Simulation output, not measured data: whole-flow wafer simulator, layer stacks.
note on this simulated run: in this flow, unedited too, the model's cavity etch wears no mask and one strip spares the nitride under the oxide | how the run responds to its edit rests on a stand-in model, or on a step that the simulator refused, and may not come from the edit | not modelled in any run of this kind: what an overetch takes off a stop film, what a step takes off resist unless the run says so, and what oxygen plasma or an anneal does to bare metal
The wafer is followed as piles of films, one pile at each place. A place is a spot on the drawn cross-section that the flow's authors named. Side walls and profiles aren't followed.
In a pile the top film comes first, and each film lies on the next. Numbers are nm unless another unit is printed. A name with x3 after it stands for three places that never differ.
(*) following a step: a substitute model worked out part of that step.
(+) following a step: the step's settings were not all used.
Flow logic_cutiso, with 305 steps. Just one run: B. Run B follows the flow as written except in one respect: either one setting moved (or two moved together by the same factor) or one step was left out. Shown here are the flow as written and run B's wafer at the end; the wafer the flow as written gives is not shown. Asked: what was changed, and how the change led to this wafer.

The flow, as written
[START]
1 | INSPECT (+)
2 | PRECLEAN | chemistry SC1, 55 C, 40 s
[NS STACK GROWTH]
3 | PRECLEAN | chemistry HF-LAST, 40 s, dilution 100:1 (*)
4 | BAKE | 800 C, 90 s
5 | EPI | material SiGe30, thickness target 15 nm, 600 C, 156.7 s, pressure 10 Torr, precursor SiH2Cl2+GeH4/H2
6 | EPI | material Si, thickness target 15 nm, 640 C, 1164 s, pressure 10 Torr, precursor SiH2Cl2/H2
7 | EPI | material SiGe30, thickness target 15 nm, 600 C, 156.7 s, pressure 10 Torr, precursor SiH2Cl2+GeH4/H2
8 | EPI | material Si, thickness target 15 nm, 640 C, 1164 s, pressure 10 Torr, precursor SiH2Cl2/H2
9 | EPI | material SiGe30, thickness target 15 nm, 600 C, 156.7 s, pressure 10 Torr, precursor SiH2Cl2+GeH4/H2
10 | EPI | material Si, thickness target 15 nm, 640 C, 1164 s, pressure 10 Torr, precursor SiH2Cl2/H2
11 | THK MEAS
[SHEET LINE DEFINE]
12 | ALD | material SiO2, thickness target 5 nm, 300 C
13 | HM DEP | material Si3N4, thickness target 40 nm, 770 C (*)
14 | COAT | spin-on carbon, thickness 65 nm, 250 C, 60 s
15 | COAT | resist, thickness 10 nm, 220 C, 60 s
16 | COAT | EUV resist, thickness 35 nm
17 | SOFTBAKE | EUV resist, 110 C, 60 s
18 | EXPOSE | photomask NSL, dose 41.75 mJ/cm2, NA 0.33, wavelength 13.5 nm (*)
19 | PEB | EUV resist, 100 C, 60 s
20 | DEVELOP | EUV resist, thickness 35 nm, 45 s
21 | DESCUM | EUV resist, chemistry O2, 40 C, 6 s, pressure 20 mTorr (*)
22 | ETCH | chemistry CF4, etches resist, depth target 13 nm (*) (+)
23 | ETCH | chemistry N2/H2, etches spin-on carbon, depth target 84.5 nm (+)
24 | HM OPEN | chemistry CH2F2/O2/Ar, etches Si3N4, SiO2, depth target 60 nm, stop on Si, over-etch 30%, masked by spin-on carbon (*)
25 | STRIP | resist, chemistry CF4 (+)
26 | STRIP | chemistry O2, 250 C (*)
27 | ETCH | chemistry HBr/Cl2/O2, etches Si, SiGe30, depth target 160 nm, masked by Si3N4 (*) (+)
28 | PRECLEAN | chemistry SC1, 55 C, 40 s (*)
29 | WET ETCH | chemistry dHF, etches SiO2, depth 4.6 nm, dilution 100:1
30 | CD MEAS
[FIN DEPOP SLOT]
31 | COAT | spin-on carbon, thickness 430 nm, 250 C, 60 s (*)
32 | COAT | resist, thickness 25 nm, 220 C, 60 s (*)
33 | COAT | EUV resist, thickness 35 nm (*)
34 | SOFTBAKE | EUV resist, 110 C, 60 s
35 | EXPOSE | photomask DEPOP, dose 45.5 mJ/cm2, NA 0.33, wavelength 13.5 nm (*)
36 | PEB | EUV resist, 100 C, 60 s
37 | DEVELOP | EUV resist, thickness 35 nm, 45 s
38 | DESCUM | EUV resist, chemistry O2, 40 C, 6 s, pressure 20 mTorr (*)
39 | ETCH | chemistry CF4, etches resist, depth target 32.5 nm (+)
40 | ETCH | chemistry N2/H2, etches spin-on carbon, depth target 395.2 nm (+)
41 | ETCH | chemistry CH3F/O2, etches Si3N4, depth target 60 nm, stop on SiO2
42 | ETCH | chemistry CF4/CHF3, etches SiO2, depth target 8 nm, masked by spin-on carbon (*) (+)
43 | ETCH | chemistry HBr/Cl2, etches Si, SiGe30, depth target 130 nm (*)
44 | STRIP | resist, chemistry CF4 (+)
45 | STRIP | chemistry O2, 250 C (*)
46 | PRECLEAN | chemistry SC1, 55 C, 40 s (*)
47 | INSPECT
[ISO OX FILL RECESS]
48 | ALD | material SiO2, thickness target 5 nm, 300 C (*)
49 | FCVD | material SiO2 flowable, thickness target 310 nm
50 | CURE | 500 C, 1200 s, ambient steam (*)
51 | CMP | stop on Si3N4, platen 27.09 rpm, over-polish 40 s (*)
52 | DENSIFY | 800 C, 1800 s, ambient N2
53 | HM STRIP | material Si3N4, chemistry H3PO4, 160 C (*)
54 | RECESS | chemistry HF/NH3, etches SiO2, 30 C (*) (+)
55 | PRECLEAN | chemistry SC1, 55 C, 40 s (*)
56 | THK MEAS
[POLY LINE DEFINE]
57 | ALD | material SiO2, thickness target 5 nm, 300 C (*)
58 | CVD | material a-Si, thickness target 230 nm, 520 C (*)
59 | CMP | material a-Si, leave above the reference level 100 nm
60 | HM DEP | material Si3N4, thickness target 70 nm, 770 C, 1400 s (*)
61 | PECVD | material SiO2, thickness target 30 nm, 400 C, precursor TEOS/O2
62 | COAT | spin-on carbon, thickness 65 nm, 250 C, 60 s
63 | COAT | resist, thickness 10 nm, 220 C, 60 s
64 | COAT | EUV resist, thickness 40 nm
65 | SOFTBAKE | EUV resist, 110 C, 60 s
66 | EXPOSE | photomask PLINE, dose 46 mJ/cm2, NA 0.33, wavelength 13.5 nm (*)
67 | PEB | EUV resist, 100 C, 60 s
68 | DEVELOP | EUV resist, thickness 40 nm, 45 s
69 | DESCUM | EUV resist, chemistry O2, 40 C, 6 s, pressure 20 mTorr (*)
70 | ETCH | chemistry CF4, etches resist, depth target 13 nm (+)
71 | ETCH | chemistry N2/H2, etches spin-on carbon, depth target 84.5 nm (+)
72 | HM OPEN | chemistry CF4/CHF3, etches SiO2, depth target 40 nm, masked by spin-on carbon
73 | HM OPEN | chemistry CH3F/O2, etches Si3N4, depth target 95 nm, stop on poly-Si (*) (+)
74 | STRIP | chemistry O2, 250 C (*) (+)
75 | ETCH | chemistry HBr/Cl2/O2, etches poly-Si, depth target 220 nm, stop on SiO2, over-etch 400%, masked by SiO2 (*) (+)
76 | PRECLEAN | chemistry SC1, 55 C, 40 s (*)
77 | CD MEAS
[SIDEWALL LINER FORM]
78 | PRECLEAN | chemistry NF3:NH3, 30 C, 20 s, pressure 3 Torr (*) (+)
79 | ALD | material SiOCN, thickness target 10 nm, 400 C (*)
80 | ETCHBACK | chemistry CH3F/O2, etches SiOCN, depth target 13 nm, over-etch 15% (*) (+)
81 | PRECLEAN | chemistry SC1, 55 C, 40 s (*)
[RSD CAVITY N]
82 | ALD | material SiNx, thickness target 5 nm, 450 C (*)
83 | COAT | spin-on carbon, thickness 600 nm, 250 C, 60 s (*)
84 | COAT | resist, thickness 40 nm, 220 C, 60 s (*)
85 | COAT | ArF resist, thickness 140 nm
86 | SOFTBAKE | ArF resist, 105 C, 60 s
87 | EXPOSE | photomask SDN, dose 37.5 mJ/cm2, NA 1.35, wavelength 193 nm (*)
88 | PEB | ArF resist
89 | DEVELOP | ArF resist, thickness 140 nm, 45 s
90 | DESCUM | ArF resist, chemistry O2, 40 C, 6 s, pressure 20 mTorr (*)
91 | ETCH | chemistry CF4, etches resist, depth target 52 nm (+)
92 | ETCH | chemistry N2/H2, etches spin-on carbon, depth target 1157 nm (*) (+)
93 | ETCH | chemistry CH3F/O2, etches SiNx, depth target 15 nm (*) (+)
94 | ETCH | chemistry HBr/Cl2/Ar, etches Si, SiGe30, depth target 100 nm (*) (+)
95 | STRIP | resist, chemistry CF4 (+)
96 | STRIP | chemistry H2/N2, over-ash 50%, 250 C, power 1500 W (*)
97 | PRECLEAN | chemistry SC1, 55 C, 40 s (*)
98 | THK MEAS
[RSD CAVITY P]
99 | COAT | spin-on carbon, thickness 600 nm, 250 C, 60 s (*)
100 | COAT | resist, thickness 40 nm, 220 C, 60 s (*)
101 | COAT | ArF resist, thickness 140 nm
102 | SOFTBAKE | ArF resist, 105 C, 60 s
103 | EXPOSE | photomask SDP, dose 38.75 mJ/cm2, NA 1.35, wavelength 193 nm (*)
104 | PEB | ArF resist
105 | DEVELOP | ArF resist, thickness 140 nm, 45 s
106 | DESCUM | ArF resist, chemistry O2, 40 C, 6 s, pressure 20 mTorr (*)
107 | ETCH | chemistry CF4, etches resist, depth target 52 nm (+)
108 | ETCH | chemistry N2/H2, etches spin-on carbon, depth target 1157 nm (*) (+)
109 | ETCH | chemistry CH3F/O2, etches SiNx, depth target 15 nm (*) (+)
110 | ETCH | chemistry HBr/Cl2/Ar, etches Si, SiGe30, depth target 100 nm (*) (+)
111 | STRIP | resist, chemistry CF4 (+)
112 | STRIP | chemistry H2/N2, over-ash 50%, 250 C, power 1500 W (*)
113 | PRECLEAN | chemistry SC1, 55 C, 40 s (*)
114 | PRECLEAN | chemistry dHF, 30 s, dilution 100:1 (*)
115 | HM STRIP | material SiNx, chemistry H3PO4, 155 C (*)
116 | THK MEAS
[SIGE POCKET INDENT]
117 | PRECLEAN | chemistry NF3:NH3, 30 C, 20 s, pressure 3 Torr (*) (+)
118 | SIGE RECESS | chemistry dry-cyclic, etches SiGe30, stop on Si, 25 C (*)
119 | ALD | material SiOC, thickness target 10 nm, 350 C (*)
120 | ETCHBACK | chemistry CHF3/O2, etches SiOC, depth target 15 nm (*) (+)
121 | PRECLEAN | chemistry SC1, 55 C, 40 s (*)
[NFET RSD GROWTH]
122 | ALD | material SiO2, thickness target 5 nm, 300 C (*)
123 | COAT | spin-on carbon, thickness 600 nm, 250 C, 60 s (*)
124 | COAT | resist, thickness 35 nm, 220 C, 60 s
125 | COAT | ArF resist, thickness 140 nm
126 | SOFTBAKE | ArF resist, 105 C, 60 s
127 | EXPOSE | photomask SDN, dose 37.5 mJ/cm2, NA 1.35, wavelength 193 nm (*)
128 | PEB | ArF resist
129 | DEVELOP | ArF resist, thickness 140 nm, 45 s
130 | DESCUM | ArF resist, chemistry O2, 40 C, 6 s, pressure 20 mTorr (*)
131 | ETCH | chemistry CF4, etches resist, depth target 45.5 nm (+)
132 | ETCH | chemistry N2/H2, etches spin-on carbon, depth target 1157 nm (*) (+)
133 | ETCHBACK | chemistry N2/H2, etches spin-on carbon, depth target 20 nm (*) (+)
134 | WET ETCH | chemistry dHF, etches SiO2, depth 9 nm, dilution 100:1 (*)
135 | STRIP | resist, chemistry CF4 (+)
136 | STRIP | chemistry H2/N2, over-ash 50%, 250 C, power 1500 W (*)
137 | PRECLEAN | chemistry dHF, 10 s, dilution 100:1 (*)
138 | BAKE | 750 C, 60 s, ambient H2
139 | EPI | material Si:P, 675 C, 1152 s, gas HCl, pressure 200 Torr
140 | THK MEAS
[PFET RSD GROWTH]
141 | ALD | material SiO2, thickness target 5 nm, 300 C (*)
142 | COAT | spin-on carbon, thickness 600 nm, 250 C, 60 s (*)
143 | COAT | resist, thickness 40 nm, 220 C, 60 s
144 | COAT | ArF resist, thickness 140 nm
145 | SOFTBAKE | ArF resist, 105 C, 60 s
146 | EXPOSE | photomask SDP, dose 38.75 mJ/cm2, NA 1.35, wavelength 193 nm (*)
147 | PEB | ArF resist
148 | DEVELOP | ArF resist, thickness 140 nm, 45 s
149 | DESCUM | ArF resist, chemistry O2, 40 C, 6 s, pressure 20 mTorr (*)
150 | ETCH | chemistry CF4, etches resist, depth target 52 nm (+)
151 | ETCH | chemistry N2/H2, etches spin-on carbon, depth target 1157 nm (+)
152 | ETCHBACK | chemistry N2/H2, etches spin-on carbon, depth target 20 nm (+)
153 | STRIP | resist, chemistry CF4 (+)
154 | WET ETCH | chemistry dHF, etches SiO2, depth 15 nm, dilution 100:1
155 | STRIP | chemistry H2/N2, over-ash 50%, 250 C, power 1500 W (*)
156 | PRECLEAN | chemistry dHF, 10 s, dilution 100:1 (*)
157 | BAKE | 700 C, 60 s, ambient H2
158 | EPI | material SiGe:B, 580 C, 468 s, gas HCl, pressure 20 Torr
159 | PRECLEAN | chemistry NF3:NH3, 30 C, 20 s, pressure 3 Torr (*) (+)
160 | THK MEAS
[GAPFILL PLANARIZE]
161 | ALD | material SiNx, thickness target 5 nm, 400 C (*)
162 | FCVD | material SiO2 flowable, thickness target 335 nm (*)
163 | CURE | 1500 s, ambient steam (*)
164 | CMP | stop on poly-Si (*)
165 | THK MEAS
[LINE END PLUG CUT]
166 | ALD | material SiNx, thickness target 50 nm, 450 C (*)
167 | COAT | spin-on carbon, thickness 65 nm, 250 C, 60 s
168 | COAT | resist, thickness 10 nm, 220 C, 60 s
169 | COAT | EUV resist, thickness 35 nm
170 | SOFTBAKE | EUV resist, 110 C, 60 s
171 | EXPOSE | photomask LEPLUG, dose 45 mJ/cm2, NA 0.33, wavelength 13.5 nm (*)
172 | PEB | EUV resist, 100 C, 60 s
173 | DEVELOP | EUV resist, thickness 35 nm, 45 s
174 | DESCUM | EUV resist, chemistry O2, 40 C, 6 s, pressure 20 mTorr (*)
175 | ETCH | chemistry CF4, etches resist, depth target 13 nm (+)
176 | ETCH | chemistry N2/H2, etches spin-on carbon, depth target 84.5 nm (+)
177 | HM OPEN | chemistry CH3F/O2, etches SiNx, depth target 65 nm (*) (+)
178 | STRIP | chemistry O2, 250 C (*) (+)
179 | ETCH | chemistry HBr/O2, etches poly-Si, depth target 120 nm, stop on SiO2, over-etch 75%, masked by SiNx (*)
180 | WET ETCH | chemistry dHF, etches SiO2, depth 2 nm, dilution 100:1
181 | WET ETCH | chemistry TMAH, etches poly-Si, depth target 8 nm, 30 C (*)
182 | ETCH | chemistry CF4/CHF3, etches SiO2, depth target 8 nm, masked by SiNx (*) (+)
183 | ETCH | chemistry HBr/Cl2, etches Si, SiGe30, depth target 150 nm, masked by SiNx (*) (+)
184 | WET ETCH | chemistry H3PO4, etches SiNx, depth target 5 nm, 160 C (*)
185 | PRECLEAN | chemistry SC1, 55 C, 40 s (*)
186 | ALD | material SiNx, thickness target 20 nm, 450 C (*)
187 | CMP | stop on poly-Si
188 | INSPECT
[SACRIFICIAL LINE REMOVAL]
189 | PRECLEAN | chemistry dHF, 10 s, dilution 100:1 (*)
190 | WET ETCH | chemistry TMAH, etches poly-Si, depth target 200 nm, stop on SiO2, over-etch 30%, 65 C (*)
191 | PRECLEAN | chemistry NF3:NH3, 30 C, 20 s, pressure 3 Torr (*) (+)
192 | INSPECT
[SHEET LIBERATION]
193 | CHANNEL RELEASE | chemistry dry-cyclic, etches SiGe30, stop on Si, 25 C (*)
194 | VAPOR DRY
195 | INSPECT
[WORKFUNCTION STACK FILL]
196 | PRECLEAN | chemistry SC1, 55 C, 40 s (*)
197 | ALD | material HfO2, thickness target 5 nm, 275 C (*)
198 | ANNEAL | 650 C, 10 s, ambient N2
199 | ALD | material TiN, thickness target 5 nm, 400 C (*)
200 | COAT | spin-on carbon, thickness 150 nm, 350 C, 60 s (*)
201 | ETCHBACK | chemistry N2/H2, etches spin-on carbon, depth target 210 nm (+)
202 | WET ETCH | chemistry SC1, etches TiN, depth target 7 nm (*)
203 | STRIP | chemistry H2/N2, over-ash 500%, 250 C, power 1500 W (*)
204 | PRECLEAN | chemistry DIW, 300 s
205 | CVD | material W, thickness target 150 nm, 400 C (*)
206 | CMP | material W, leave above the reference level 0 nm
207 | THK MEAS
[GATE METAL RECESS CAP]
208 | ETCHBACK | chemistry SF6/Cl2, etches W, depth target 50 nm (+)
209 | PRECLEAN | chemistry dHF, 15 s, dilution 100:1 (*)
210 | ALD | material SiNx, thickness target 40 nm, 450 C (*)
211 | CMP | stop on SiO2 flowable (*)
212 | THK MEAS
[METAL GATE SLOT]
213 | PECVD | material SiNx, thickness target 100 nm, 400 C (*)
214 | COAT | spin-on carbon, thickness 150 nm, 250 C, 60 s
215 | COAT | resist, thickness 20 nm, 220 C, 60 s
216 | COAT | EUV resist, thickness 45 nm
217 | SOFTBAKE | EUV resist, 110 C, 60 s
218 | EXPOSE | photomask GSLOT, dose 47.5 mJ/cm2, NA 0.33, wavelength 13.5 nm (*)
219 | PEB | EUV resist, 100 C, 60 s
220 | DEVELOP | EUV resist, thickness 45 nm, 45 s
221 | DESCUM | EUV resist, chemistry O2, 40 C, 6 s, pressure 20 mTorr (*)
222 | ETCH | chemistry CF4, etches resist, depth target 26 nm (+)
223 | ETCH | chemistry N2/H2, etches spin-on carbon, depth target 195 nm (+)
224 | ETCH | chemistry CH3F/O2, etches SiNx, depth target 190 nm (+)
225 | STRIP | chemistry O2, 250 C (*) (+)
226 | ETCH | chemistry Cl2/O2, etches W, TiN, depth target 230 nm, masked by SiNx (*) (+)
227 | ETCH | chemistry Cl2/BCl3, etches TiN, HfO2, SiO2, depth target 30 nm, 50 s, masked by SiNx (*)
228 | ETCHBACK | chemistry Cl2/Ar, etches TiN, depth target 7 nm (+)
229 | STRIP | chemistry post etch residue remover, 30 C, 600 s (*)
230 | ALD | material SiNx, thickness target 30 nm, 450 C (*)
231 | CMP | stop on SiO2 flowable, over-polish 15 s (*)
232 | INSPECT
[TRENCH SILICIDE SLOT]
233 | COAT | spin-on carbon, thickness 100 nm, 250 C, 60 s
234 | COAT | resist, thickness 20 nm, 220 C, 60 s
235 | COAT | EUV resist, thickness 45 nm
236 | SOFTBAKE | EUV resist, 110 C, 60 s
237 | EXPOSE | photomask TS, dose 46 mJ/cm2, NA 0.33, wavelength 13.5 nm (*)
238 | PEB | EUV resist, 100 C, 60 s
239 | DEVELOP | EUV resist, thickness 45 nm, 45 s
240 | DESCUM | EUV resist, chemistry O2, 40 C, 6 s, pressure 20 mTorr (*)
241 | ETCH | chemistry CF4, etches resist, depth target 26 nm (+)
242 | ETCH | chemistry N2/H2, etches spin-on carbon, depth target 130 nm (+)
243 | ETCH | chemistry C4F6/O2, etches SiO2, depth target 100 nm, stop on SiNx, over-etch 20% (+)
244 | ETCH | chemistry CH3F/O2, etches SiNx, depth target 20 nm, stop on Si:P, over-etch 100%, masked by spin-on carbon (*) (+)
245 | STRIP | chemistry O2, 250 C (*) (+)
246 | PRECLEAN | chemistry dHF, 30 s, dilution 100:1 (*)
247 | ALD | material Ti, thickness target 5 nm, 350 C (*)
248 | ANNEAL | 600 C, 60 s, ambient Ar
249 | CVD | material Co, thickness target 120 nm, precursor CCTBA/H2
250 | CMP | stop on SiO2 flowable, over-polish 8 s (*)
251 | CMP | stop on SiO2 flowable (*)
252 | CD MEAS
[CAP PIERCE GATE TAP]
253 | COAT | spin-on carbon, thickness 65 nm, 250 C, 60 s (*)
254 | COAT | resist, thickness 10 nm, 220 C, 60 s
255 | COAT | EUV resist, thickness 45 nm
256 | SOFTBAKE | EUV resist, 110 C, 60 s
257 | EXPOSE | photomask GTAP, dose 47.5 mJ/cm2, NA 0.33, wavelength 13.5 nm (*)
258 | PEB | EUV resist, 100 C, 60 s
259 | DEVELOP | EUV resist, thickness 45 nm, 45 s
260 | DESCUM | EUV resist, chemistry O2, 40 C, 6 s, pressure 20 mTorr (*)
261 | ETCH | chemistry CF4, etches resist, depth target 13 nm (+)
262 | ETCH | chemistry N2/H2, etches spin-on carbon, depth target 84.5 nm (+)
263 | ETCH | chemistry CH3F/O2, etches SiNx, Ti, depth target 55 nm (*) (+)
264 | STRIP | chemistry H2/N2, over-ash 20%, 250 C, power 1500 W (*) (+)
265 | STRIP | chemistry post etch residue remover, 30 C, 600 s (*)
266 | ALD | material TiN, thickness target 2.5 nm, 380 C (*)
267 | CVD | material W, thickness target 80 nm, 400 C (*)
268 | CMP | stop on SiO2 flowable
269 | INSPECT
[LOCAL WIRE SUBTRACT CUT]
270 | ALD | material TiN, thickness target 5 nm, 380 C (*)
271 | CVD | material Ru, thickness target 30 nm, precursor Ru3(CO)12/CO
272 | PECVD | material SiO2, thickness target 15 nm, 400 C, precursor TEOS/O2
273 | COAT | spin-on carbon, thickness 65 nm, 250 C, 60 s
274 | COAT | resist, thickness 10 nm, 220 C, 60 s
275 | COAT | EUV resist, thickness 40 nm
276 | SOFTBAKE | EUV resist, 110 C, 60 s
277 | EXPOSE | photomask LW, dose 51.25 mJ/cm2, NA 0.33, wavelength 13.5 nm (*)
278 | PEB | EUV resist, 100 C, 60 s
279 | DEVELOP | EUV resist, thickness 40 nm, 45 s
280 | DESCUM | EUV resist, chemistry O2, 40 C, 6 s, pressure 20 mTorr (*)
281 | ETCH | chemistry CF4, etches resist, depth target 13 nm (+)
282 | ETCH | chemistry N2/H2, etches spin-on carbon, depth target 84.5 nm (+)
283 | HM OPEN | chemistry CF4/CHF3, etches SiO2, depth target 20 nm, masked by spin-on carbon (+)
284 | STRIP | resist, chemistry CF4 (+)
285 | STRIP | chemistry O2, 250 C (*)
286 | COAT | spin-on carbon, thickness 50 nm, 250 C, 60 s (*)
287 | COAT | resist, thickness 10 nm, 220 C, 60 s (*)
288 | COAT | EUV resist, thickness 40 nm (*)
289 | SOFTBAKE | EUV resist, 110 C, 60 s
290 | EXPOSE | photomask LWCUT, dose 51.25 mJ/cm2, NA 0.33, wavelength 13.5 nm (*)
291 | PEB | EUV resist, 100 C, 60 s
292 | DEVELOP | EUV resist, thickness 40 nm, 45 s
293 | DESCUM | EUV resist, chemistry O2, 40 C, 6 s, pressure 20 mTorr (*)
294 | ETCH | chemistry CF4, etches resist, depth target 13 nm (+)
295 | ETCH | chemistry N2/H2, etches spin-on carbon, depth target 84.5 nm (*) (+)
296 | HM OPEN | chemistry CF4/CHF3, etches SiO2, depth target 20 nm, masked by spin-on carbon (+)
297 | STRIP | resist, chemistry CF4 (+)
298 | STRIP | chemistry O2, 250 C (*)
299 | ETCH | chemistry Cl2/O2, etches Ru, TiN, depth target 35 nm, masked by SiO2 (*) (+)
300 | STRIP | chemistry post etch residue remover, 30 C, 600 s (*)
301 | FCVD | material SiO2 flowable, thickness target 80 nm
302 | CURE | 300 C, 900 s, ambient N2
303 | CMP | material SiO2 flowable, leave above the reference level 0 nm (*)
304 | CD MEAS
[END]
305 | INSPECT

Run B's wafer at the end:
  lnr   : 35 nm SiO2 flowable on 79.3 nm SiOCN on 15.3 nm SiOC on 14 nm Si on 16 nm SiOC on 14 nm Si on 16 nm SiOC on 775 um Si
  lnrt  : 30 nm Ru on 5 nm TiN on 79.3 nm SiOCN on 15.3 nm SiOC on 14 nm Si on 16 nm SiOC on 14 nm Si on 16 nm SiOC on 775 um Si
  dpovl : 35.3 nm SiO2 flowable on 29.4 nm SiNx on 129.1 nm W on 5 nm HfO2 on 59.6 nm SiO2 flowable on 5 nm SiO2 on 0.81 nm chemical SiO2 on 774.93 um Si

Cause: step 57, ALD: material SiO2, thickness target 5 nm, 300 C (*), was omitted.

How this came from the change, step by step:
  75 | ETCH | chemistry HBr/Cl2/O2, etches poly-Si, depth target 220 nm, stop on SiO2, over-etch 400%, masked by SiO2 (*) (+)
      lnr, lnrp, lnrt, rsdn, rsdp, rsdw, rsdx: -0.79 chemical SiO2 (all of it), -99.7 poly-Si (all of it), -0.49 chemical SiO2 (all of it), -13.9 Si (all of it) (in the flow as written it would be: -0.79 chemical SiO2 (all of it), -99.7 poly-Si (all of it), -5 SiO2 (all of it))
      iso, lnri: -0.79 chemical SiO2 (all of it), -189.1 poly-Si (all of it), -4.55 SiO2 flowable (in the flow as written it would be: -0.79 chemical SiO2 (all of it), -189.1 poly-Si (all of it), -4.55 SiO2)
  80 | ETCHBACK | chemistry CH3F/O2, etches SiOCN, depth target 13 nm, over-etch 15% (*) (+)
      rsdn, rsdp, rsdw, rsdx: -10 SiOCN (all of it), -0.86 SiGe30 (in the flow as written it would be: -10 SiOCN (all of it), -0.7 Si)
      lnr, lnrp, lnrt: +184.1 SiOCN (in the flow as written it would be: +175.1 SiOCN)
  94 | ETCH | chemistry HBr/Cl2/Ar, etches Si, SiGe30, depth target 100 nm (*) (+)
      rsdn, rsdx: -0.49 chemical SiO2 (all of it), -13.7 SiGe30 (all of it), -15 Si (all of it), -15 SiGe30 (all of it), -15 Si (all of it), -15 SiGe30 (all of it), -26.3 Si (in the flow as written it would be: -0.49 chemical SiO2 (all of it), -12.8 Si (all of it), -15 SiGe30 (all of it), -15 Si (all of it), -15 SiGe30 (all of it), -15 Si (all of it), -15 SiGe30 (all of it), -12.2 Si)
  110 | ETCH | chemistry HBr/Cl2/Ar, etches Si, SiGe30, depth target 100 nm (*) (+)
      rsdp, rsdw: -0.49 chemical SiO2 (all of it), -13.7 SiGe30 (all of it), -15 Si (all of it), -15 SiGe30 (all of it), -15 Si (all of it), -15 SiGe30 (all of it), -26.3 Si (in the flow as written it would be: -0.49 chemical SiO2 (all of it), -12.8 Si (all of it), -15 SiGe30 (all of it), -15 Si (all of it), -15 SiGe30 (all of it), -15 Si (all of it), -15 SiGe30 (all of it), -12.2 Si)
  118 | SIGE RECESS | chemistry dry-cyclic, etches SiGe30, stop on Si, 25 C (*)
      lnr, lnrp, lnrt: -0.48 SiOCN, +15.3 cavity (new film), -14.8 SiGe30 (all of it), -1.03 Si, +16 cavity (new film), -15 SiGe30 (all of it), -1.03 Si, +16 cavity (new film), -15 SiGe30 (all of it), -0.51 Si (in the flow as written it would be: -0.48 SiOCN, -0.51 Si, +16 cavity (new film), -15 SiGe30 (all of it), -1.03 Si, +16 cavity (new film), -15 SiGe30 (all of it), -1.03 Si, +16 cavity (new film), -15 SiGe30 (all of it), -0.51 Si)
  119 | ALD | material SiOC, thickness target 10 nm, 350 C (*)
      lnr, lnrp, lnrt: +10 SiOC (new film), +15.3 SiOC (new film), -15.3 cavity (all of it), +16 SiOC (new film), -16 cavity (all of it), +16 SiOC (new film), -16 cavity (all of it) (in the flow as written it would be: +10 SiOC (new film), +16 SiOC (new film), -16 cavity (all of it), +16 SiOC (new film), -16 cavity (all of it), +16 SiOC (new film), -16 cavity (all of it))
  139 | EPI | material Si:P, 675 C, 1152 s, gas HCl, pressure 200 Torr
      rsdn, rsdx: +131 Si:P (new film) (in the flow as written it would be: +116.9 Si:P (new film))
  141 | ALD | material SiO2, thickness target 5 nm, 300 C (*)
      gxn: +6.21 SiO2 (new film) (in the flow as written it would be: +10.1 SiO2 (new film))
  158 | EPI | material SiGe:B, 580 C, 468 s, gas HCl, pressure 20 Torr
      rsdp, rsdw: +131 SiGe:B (new film) (in the flow as written it would be: +116.8 SiGe:B (new film))
  159 | PRECLEAN | chemistry NF3:NH3, 30 C, 20 s, pressure 3 Torr (*) (+)
      gxn: -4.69 SiO2 (all of it), -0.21 Si3N4 (in the flow as written it would be: -7.5 SiO2)
  164 | CMP | stop on poly-Si (*)
      gxn: -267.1 SiO2 flowable (all of it), -5 SiNx (all of it), -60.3 Si3N4 (all of it) (in the flow as written it would be: -264.5 SiO2 flowable (all of it), -5 SiNx (all of it), -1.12 SiO2 (all of it), -60.3 Si3N4 (all of it))
  179 | ETCH | chemistry HBr/O2, etches poly-Si, depth target 120 nm, stop on SiO2, over-etch 75%, masked by SiNx (*)
      plug: -0.79 chemical SiO2 (all of it), -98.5 poly-Si (all of it), -0.49 chemical SiO2 (all of it), -13.9 Si (all of it) (in the flow as written it would be: -0.79 chemical SiO2 (all of it), -98.5 poly-Si (all of it), -1.86 SiO2)
  180 | WET ETCH | chemistry dHF, etches SiO2, depth 2 nm, dilution 100:1
      plug: nothing (in the flow as written it would be: -2 SiO2)
  182 | ETCH | chemistry CF4/CHF3, etches SiO2, depth target 8 nm, masked by SiNx (*) (+)
      depop, dpovl, gfld and 18 more: nothing (in the flow as written it would be: -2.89 SiNx)
      plug: nothing (in the flow as written it would be: -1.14 SiO2 (all of it), -0.49 chemical SiO2 (all of it), -0.33 Si)
  183 | ETCH | chemistry HBr/Cl2, etches Si, SiGe30, depth target 150 nm, masked by SiNx (*) (+)
      plug: -15 SiGe30 (all of it), -15 Si (all of it), -15 SiGe30 (all of it), -15 Si (all of it), -15 SiGe30 (all of it), -75 Si (in the flow as written it would be: -13.6 Si (all of it), -15 SiGe30 (all of it), -15 Si (all of it), -15 SiGe30 (all of it), -15 Si (all of it), -15 SiGe30 (all of it), -61.4 Si)
  186 | ALD | material SiNx, thickness target 20 nm, 450 C (*)
      plug: +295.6 SiNx (new film) (in the flow as written it would be: +284.2 SiNx (new film))
  ... another 10 steps ...
  249 | CVD | material Co, thickness target 120 nm, precursor CCTBA/H2
      rsdp, rsdw: +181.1 Co (new film) (in the flow as written it would be: +186 Co (new film))
      rsdn: +183 Co (new film) (in the flow as written it would be: +187.9 Co (new film))
